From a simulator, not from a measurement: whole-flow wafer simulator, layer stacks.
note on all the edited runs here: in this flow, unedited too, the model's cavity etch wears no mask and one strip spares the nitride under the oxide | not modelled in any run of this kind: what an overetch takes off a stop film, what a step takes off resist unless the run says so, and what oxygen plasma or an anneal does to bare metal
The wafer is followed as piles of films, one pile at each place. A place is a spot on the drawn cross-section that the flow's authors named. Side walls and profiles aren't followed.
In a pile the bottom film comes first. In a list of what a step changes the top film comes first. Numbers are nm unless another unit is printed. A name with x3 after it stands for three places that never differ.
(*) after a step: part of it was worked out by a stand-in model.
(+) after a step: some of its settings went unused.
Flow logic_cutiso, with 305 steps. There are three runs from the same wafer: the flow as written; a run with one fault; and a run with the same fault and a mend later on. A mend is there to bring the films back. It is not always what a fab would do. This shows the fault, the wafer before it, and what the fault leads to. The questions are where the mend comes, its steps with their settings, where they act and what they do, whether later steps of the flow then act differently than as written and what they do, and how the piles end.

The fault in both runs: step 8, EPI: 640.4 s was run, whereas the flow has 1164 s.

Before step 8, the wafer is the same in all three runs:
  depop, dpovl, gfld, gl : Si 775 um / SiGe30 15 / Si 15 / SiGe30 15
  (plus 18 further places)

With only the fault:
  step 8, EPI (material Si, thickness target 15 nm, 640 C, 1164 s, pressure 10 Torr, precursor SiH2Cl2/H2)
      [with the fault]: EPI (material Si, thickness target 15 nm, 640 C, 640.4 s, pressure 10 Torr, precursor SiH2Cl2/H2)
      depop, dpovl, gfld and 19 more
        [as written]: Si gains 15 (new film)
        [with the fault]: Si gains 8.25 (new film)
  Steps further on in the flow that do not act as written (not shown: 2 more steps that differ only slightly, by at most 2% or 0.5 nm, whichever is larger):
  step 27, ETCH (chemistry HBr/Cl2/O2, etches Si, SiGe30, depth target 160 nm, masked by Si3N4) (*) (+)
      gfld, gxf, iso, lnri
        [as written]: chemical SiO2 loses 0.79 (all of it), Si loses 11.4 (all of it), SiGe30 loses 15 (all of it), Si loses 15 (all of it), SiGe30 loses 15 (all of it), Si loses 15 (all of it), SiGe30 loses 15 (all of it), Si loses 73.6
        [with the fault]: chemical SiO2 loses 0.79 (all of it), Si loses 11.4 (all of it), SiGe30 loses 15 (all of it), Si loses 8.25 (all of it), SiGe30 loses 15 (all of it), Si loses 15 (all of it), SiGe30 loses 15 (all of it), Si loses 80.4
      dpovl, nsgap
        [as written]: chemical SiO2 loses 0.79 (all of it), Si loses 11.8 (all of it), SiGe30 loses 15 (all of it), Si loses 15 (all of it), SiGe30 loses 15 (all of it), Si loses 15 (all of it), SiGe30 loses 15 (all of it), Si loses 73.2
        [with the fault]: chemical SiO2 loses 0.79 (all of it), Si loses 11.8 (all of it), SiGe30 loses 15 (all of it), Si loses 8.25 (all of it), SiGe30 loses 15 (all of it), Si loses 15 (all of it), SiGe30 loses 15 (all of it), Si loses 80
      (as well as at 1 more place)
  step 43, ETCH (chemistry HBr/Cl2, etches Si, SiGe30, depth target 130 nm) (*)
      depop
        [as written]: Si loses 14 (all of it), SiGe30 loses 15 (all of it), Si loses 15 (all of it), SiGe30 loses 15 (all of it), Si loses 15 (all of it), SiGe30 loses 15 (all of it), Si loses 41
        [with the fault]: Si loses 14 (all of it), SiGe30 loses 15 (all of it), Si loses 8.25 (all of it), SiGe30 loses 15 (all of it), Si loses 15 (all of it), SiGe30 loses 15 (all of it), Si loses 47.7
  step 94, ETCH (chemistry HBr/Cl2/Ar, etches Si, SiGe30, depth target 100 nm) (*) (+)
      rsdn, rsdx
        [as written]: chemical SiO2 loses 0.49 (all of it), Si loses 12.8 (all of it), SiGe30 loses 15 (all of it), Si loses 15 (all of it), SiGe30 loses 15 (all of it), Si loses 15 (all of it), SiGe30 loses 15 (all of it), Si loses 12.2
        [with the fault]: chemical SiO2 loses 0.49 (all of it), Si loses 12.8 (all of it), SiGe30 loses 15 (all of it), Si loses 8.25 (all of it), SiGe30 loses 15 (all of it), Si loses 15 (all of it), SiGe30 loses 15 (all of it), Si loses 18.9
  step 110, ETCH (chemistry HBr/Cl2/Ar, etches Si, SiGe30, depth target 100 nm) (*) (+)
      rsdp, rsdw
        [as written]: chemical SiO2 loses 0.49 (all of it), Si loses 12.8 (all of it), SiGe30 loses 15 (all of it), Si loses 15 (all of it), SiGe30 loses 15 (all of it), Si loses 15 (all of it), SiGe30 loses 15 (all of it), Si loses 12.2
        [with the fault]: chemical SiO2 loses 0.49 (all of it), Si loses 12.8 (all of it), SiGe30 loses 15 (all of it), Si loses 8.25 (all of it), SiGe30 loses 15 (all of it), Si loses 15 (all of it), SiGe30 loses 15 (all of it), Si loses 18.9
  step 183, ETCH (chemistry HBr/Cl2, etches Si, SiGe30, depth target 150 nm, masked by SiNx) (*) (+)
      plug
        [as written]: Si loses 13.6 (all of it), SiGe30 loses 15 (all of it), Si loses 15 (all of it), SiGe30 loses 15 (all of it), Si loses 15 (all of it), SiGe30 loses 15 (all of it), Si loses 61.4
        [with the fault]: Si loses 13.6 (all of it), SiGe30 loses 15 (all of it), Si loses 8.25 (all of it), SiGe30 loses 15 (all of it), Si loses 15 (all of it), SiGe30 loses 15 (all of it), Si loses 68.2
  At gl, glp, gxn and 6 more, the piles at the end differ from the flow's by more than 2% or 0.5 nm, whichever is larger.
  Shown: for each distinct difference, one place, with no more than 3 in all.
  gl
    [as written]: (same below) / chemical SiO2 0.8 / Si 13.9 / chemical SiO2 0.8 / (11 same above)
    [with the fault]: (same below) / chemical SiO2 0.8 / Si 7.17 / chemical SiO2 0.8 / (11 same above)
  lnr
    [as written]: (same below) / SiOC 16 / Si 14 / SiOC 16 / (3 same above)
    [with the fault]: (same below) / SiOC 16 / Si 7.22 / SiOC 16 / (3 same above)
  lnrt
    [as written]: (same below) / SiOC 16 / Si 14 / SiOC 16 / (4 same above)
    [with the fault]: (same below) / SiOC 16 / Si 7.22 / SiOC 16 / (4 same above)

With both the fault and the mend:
  After step 8 comes the mend.
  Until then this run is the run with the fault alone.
  step 8a, EPI (material Si, thickness target 15 nm, 640 C, 524 s, pressure 10 Torr, precursor SiH2Cl2/H2) (the flow's step 8, run once more with other settings)
      depop, dpovl, gfld and 19 more
        Si gains 6.75
  None of the later steps of the flow acts differently than as written at any place that is followed.
  The piles end the same as the flow's at every place that both follow.
